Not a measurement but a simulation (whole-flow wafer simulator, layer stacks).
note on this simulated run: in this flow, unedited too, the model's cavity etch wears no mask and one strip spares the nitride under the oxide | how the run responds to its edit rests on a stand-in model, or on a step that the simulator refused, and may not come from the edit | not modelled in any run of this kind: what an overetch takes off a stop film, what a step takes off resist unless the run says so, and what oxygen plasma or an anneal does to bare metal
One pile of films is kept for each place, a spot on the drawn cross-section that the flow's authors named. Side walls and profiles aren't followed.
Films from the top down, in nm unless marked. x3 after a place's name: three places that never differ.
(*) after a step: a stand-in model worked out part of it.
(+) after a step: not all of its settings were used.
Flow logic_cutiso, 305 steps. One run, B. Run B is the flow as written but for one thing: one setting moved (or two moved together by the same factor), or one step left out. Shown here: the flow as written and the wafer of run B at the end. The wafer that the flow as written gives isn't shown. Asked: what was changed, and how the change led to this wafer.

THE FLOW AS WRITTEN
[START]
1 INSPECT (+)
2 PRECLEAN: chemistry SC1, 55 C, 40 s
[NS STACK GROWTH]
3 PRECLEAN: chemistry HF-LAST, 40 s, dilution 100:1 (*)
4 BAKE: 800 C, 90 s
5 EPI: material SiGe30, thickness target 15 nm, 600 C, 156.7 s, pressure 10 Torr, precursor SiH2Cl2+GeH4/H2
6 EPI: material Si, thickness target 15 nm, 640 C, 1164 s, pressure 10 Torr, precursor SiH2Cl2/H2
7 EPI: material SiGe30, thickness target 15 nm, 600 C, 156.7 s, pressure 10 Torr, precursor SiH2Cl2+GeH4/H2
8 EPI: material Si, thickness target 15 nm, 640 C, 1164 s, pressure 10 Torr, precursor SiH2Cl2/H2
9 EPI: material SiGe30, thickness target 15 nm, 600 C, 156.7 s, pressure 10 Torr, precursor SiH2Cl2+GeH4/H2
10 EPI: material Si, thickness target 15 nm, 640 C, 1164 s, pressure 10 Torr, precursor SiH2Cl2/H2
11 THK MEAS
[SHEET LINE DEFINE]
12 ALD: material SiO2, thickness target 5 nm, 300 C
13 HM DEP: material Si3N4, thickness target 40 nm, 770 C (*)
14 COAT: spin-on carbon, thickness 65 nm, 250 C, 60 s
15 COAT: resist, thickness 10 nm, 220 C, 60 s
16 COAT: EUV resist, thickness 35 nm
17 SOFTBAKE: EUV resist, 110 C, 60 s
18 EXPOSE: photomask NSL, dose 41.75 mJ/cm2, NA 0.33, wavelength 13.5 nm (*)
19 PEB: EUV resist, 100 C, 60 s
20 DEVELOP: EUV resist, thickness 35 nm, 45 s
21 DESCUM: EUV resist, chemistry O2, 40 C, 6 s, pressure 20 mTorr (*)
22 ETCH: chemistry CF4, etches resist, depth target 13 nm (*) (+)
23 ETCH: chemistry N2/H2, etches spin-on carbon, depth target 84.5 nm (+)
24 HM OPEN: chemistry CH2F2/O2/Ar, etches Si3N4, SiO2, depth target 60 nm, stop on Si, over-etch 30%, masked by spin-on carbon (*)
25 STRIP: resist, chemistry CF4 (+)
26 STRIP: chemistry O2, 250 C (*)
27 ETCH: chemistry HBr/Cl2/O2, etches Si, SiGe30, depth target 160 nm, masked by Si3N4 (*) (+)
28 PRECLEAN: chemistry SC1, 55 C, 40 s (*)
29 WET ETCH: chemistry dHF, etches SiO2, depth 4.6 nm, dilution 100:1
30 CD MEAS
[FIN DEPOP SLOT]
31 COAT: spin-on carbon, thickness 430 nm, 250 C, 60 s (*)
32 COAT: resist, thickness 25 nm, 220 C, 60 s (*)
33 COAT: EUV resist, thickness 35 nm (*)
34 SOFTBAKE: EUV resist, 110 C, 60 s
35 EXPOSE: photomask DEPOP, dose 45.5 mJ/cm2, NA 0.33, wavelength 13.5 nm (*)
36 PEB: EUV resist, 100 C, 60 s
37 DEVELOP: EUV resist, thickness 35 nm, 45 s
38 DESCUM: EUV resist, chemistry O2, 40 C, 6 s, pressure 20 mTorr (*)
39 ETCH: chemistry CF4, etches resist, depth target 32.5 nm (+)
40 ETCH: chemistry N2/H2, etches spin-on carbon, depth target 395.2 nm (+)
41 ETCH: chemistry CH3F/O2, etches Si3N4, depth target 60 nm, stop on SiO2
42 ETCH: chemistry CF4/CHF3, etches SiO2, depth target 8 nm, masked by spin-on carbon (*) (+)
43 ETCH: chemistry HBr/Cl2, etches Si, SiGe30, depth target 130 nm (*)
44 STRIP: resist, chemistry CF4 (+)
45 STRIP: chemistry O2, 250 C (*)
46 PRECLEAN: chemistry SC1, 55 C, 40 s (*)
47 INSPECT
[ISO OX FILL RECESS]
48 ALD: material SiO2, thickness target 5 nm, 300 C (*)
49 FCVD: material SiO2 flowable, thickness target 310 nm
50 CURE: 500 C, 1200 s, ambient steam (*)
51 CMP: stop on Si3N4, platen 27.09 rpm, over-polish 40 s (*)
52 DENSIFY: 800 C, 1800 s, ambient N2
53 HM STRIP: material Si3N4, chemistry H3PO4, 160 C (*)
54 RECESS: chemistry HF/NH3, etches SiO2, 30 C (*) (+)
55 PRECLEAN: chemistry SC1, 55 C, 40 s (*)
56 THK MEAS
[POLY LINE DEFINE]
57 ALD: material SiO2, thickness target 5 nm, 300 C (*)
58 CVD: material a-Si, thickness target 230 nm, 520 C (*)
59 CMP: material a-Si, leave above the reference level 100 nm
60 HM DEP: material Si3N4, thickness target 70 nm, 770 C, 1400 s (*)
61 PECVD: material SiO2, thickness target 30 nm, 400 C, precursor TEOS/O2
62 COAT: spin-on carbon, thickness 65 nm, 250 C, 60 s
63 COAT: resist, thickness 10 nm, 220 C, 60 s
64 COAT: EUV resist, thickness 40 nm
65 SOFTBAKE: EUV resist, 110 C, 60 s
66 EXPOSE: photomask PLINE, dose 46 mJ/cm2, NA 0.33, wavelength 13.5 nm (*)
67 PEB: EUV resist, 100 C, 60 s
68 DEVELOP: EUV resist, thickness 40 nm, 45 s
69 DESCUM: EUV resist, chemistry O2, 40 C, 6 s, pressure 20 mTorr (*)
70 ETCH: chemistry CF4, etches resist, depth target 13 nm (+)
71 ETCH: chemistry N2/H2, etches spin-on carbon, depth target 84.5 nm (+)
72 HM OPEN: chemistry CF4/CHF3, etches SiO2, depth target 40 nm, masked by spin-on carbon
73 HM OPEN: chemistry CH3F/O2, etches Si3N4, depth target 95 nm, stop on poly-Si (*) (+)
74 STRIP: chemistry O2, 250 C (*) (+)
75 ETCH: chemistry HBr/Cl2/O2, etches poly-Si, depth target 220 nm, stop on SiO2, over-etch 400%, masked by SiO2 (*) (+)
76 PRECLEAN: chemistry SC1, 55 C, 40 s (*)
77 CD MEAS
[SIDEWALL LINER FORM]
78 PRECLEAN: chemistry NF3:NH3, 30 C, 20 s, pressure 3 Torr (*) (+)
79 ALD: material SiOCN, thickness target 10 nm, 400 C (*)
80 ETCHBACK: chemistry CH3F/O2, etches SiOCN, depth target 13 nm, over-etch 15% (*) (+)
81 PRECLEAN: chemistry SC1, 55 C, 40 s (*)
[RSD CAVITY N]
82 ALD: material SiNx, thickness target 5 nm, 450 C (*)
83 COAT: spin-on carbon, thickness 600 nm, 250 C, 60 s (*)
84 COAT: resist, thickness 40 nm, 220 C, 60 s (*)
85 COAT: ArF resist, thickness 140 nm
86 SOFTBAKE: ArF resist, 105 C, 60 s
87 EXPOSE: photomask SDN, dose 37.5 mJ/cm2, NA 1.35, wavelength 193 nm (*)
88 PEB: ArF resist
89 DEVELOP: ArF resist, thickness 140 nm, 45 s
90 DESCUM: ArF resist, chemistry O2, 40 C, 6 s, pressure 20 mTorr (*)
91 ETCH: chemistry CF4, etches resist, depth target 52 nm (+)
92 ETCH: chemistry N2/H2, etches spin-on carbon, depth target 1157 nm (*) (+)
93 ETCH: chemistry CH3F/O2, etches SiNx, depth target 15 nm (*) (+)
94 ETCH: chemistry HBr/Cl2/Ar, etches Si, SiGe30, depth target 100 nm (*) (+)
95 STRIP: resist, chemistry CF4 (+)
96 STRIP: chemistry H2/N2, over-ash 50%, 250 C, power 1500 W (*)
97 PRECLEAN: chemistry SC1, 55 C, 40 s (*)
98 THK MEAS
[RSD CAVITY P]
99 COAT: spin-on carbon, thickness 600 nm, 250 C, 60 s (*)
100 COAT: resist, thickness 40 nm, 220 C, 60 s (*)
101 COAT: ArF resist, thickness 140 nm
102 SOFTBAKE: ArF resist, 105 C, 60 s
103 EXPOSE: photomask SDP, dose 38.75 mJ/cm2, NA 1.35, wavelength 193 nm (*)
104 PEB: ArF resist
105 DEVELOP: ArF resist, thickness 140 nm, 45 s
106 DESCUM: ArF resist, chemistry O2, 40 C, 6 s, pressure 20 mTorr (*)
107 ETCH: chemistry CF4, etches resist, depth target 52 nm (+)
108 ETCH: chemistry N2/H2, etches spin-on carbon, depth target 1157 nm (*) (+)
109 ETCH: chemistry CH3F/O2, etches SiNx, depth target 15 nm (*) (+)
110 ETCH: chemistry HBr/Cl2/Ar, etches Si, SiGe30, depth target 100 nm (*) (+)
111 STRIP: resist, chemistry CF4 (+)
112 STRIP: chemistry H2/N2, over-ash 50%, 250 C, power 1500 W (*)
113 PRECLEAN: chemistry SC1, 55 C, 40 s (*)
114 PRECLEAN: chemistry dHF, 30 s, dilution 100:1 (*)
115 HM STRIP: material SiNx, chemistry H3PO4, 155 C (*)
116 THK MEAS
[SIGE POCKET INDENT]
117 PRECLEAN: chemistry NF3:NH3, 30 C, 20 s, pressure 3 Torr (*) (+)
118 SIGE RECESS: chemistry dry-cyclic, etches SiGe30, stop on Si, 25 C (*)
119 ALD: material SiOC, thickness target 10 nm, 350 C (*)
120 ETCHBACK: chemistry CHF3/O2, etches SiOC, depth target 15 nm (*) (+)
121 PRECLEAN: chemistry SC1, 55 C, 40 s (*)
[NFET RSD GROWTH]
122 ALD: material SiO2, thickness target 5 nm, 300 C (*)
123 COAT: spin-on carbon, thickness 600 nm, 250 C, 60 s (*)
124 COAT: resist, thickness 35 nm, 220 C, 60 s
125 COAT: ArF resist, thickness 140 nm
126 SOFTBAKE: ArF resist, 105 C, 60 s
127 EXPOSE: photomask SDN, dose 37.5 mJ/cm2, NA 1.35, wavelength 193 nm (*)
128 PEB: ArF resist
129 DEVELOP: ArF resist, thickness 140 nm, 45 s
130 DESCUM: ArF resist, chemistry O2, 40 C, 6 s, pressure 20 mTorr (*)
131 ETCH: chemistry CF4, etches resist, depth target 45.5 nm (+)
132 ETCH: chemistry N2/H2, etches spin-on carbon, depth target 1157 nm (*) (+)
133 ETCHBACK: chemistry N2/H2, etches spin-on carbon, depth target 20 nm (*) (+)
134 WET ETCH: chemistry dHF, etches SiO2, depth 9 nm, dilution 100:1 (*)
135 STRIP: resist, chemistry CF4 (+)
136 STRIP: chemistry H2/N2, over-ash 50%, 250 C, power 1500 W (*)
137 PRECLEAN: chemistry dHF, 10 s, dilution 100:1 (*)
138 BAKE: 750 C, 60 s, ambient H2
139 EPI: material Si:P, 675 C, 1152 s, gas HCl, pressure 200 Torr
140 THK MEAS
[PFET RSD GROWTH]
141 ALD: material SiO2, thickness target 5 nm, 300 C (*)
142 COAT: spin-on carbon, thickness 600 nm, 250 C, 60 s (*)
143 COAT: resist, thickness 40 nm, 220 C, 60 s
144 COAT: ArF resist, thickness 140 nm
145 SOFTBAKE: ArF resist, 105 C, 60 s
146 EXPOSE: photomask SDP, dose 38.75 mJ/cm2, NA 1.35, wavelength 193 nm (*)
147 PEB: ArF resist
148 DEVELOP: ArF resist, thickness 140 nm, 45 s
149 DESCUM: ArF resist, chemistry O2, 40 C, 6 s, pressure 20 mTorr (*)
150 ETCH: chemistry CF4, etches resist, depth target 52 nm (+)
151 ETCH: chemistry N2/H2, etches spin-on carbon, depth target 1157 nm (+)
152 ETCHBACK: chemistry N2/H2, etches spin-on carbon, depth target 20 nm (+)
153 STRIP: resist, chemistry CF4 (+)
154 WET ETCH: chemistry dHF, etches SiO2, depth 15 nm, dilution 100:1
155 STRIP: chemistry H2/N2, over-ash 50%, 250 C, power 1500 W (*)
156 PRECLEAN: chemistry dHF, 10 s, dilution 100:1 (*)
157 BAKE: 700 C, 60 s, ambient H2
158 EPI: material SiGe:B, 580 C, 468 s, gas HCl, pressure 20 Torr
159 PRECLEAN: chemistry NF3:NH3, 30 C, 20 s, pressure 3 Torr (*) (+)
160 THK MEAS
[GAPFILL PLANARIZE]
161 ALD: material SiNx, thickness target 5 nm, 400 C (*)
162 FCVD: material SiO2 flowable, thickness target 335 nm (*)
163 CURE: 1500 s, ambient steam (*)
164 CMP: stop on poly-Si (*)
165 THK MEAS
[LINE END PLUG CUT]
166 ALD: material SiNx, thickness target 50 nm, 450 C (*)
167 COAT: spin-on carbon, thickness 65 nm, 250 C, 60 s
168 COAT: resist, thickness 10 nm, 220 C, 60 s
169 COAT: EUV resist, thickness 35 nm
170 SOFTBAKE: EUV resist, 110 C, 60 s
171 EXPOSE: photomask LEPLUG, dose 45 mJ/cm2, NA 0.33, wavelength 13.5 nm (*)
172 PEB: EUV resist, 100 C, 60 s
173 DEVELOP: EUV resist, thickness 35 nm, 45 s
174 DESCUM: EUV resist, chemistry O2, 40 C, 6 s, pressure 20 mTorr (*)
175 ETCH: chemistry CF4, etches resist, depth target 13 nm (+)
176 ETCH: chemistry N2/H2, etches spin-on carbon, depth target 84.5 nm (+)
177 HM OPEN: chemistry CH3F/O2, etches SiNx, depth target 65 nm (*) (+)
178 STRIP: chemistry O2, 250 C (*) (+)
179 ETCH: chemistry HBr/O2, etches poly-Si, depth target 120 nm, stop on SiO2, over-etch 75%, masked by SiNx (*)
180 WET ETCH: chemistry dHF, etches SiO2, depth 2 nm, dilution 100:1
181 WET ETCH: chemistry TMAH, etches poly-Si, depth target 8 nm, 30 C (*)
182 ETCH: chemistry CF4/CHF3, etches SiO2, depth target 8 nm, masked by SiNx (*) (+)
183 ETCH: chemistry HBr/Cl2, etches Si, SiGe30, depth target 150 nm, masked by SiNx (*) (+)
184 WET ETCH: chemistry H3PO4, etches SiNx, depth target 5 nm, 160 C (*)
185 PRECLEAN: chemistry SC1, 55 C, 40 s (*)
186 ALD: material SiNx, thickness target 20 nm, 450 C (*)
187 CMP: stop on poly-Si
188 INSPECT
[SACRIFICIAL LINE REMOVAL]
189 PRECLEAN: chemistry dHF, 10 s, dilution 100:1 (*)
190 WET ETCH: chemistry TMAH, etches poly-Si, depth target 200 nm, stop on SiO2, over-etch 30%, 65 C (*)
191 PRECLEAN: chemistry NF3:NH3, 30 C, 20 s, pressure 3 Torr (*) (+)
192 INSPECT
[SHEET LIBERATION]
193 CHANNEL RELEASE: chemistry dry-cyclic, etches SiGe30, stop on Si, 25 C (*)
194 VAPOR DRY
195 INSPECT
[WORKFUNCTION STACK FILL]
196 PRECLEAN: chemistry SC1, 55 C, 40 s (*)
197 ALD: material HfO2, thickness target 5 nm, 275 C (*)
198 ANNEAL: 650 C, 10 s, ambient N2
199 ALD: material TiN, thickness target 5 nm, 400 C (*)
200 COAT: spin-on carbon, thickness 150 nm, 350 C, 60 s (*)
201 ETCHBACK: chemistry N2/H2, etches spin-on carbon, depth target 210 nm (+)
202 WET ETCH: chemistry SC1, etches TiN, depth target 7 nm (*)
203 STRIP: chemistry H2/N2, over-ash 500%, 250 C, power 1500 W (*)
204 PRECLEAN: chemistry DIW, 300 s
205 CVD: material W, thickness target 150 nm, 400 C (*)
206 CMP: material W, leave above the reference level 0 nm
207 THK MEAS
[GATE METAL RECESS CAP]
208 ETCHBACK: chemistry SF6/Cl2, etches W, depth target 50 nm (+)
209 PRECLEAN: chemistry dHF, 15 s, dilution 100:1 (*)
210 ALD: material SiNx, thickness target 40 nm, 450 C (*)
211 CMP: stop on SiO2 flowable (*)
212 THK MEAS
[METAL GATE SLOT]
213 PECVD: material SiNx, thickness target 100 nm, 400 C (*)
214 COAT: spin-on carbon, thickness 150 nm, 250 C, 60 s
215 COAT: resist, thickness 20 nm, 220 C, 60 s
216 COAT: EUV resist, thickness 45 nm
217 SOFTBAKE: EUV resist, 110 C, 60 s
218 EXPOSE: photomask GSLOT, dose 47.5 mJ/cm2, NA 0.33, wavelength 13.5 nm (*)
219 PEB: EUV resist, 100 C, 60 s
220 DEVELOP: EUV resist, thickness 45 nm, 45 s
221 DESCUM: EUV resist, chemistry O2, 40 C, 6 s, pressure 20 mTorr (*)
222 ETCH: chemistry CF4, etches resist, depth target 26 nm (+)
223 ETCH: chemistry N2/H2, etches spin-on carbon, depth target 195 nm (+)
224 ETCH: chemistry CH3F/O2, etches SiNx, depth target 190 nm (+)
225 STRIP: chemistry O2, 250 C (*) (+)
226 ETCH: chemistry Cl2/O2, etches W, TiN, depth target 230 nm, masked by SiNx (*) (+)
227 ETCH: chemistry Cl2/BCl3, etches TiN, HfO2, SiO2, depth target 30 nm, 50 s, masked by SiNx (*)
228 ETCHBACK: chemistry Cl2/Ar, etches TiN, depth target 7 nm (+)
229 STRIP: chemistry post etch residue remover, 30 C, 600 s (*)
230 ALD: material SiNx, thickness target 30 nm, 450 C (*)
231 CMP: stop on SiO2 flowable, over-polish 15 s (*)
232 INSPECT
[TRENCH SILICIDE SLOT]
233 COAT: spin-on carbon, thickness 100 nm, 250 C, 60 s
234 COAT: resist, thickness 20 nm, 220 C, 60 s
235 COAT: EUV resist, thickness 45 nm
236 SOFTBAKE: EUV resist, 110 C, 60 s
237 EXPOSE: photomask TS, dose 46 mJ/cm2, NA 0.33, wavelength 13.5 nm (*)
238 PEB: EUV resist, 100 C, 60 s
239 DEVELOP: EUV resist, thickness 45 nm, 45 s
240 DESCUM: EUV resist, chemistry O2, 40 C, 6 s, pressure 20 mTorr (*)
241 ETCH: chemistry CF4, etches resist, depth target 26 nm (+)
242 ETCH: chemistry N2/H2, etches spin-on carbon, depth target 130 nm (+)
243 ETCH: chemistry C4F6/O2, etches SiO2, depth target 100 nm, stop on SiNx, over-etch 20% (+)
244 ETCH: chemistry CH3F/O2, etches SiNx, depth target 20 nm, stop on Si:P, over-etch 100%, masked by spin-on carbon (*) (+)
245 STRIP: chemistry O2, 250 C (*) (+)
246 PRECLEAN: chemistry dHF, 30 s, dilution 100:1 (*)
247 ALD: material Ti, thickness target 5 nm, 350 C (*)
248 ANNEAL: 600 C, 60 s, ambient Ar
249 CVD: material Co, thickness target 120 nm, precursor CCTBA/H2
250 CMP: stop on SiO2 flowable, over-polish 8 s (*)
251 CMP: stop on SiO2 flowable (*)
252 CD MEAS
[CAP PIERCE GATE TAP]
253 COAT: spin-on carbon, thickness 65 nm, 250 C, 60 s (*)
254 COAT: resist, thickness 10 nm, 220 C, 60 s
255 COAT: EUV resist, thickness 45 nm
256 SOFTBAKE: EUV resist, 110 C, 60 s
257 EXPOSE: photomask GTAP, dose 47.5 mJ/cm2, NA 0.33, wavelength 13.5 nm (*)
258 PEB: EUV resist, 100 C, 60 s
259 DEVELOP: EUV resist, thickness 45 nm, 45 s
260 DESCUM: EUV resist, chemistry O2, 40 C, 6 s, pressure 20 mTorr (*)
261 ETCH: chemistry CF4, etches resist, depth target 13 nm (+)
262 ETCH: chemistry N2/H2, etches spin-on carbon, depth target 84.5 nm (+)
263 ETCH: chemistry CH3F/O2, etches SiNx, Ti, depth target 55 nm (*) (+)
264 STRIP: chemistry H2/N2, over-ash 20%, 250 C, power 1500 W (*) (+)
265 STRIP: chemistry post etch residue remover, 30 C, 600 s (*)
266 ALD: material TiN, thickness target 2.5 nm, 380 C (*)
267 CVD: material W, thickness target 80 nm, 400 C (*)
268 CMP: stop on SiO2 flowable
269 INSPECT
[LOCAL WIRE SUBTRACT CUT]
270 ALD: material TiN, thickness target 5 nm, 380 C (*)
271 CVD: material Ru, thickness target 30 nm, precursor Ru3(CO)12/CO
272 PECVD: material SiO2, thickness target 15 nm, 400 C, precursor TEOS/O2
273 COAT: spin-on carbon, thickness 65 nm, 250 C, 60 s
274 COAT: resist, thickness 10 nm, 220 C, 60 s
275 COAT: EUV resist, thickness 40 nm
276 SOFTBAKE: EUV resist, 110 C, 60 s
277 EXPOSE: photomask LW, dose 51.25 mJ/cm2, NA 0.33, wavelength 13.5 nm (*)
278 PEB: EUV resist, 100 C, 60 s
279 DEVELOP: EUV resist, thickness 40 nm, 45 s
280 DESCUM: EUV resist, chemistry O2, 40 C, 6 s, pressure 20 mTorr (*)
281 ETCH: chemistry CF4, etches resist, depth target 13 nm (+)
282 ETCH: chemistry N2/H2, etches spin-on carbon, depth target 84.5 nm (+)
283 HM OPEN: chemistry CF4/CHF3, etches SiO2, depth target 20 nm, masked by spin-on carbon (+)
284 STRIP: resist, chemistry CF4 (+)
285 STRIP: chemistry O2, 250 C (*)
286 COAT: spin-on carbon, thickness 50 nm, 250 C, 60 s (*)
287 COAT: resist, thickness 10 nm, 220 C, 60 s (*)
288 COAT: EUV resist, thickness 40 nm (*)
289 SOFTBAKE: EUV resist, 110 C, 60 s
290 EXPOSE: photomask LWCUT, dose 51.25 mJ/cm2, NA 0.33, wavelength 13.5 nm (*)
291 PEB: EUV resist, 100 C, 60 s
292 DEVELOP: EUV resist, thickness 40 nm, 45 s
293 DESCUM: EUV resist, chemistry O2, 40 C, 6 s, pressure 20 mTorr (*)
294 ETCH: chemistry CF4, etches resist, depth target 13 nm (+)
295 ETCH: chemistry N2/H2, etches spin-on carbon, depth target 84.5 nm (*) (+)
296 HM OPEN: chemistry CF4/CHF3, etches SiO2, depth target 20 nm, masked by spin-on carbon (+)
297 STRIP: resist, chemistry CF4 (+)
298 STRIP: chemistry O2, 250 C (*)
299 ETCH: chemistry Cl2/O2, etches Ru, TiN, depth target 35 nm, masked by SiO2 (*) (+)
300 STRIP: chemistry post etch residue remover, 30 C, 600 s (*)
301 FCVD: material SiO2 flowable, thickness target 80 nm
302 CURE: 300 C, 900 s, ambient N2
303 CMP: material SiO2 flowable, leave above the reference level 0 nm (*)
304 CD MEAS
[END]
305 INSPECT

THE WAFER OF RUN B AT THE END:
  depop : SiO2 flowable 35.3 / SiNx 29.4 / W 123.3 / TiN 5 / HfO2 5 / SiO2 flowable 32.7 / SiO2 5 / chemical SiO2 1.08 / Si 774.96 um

The cause: step 201, ETCHBACK: depth target 136.5 nm was run, where the flow has depth target 210 nm.

How the change led to this, step by step:
  201 ETCHBACK: chemistry N2/H2, etches spin-on carbon, depth target 210 nm (+)
      rsdn, rsdw: spin-on carbon -136.5 (as written it would be: spin-on carbon -145.8 (all of it))
      rsdp, rsdx: spin-on carbon -136.5 (as written it would be: spin-on carbon -145.6 (all of it))
      (and at 12 more places)
  202 WET ETCH: chemistry SC1, etches TiN, depth target 7 nm (*)
      depop, dpovl, iso and 6 more: spin-on carbon -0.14 (as written it would be: TiN -5 (all of it))
  203 STRIP: chemistry H2/N2, over-ash 500%, 250 C, power 1500 W (*)
      depop, dpovl: spin-on carbon -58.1 (all of it) (as written it would be: nothing)
      iso: spin-on carbon -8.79 (all of it) (as written it would be: nothing)
      (and at 13 more places)
  205 CVD: material W, thickness target 150 nm, 400 C (*)
      rsdn, rsdp, rsdw, rsdx: W +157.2 (new film) (as written it would be: W +162.2 (new film))
      iso: W +157.4 (new film) (as written it would be: W +162.4 (new film))
  206 CMP: material W, leave above the reference level 0 nm
      rsdn, rsdp, rsdw, rsdx: W -157.2 (all of it), TiN -5 (all of it), HfO2 -5 (all of it) (as written it would be: W -162.2 (all of it), HfO2 -5 (all of it))
      iso: W -157.4 (all of it), TiN -5 (all of it), HfO2 -5 (all of it) (as written it would be: W -162.4 (all of it), HfO2 -5 (all of it))
